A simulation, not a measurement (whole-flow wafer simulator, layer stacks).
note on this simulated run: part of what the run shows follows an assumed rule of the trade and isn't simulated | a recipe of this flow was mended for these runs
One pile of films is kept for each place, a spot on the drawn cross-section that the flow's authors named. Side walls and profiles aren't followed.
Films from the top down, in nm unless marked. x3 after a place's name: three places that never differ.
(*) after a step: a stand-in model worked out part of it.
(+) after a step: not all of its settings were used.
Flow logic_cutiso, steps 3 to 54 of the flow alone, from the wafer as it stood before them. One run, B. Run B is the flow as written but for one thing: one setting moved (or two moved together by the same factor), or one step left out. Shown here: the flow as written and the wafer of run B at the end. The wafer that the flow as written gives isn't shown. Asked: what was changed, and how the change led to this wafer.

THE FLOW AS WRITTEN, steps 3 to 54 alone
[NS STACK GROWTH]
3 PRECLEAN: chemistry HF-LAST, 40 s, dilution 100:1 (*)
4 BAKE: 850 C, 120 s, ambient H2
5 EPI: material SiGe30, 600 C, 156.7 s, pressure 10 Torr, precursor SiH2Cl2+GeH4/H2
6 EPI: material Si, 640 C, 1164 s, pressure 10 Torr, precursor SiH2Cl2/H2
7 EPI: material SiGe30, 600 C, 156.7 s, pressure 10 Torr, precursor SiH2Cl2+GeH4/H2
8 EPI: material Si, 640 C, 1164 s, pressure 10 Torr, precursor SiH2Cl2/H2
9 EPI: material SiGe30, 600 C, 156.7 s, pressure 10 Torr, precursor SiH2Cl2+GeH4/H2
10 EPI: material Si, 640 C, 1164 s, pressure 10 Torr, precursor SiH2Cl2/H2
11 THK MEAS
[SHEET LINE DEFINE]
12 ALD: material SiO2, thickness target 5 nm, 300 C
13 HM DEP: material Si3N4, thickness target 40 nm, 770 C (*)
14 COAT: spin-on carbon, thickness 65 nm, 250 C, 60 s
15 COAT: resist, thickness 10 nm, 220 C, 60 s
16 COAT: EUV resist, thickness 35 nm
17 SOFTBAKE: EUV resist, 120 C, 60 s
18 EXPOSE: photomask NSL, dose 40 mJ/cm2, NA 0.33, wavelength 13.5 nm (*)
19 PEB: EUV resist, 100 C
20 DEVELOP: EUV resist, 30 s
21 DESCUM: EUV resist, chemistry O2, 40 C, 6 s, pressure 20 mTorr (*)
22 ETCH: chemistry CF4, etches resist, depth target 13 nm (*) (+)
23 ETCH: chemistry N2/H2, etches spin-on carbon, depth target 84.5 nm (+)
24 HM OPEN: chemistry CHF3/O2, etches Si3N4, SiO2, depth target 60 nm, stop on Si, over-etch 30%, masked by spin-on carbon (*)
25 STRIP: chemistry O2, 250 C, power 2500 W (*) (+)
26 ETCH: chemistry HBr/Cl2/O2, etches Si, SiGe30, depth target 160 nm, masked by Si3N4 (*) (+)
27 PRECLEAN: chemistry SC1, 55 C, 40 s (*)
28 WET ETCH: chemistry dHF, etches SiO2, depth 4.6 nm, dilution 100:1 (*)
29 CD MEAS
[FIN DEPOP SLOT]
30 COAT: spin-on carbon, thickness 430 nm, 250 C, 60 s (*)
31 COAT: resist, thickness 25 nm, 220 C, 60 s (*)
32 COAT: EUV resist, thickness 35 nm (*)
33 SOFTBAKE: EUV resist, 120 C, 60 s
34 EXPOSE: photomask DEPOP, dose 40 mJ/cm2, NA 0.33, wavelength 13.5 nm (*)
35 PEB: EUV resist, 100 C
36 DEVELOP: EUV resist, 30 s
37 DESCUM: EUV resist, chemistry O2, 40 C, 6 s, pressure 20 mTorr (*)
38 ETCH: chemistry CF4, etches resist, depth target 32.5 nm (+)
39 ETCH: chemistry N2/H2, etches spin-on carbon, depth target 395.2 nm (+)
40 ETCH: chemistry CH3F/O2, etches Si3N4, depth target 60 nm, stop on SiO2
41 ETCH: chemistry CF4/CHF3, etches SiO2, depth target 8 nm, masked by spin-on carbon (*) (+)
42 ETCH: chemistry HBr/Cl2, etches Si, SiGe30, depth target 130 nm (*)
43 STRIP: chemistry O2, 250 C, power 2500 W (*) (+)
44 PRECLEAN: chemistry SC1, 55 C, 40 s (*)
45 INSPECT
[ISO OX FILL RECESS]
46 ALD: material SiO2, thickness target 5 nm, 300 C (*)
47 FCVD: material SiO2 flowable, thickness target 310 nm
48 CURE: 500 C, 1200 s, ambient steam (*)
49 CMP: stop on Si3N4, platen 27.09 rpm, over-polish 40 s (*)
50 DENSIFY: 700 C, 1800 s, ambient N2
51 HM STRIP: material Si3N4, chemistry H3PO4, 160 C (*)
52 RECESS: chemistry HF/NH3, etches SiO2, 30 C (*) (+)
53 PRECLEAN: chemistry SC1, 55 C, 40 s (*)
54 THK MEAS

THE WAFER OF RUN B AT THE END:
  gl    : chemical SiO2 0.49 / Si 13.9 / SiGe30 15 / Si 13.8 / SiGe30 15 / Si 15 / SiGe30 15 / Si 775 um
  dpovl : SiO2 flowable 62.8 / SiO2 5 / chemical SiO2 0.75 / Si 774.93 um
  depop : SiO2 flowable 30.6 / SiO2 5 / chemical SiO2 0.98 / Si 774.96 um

The cause: step 8, EPI: 1071 s was run, where the flow has 1164 s.

How the change led to this, step by step:
  8 EPI: material Si, 640 C, 1164 s, pressure 10 Torr, precursor SiH2Cl2/H2
      depop, dpovl, gfld and 19 more: Si +13.8 (new film) (as written it would be: Si +15 (new film))
  26 ETCH: chemistry HBr/Cl2/O2, etches Si, SiGe30, depth target 160 nm, masked by Si3N4 (*) (+)
      dpovl, gfld, gxf, iso, isow, lnri, nsgap: chemical SiO2 -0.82 (all of it), Si -12 (all of it), SiGe30 -15 (all of it), Si -13.8 (all of it), SiGe30 -15 (all of it), Si -15 (all of it), SiGe30 -15 (all of it), Si -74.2 (as written it would be: chemical SiO2 -0.82 (all of it), Si -12 (all of it), SiGe30 -15 (all of it), Si -15 (all of it), SiGe30 -15 (all of it), Si -15 (all of it), SiGe30 -15 (all of it), Si -73)
  42 ETCH: chemistry HBr/Cl2, etches Si, SiGe30, depth target 130 nm (*)
      depop: Si -13.8 (all of it), SiGe30 -15 (all of it), Si -13.8 (all of it), SiGe30 -15 (all of it), Si -15 (all of it), SiGe30 -15 (all of it), Si -42.4 (as written it would be: Si -13.8 (all of it), SiGe30 -15 (all of it), Si -15 (all of it), SiGe30 -15 (all of it), Si -15 (all of it), SiGe30 -15 (all of it), Si -41.2)
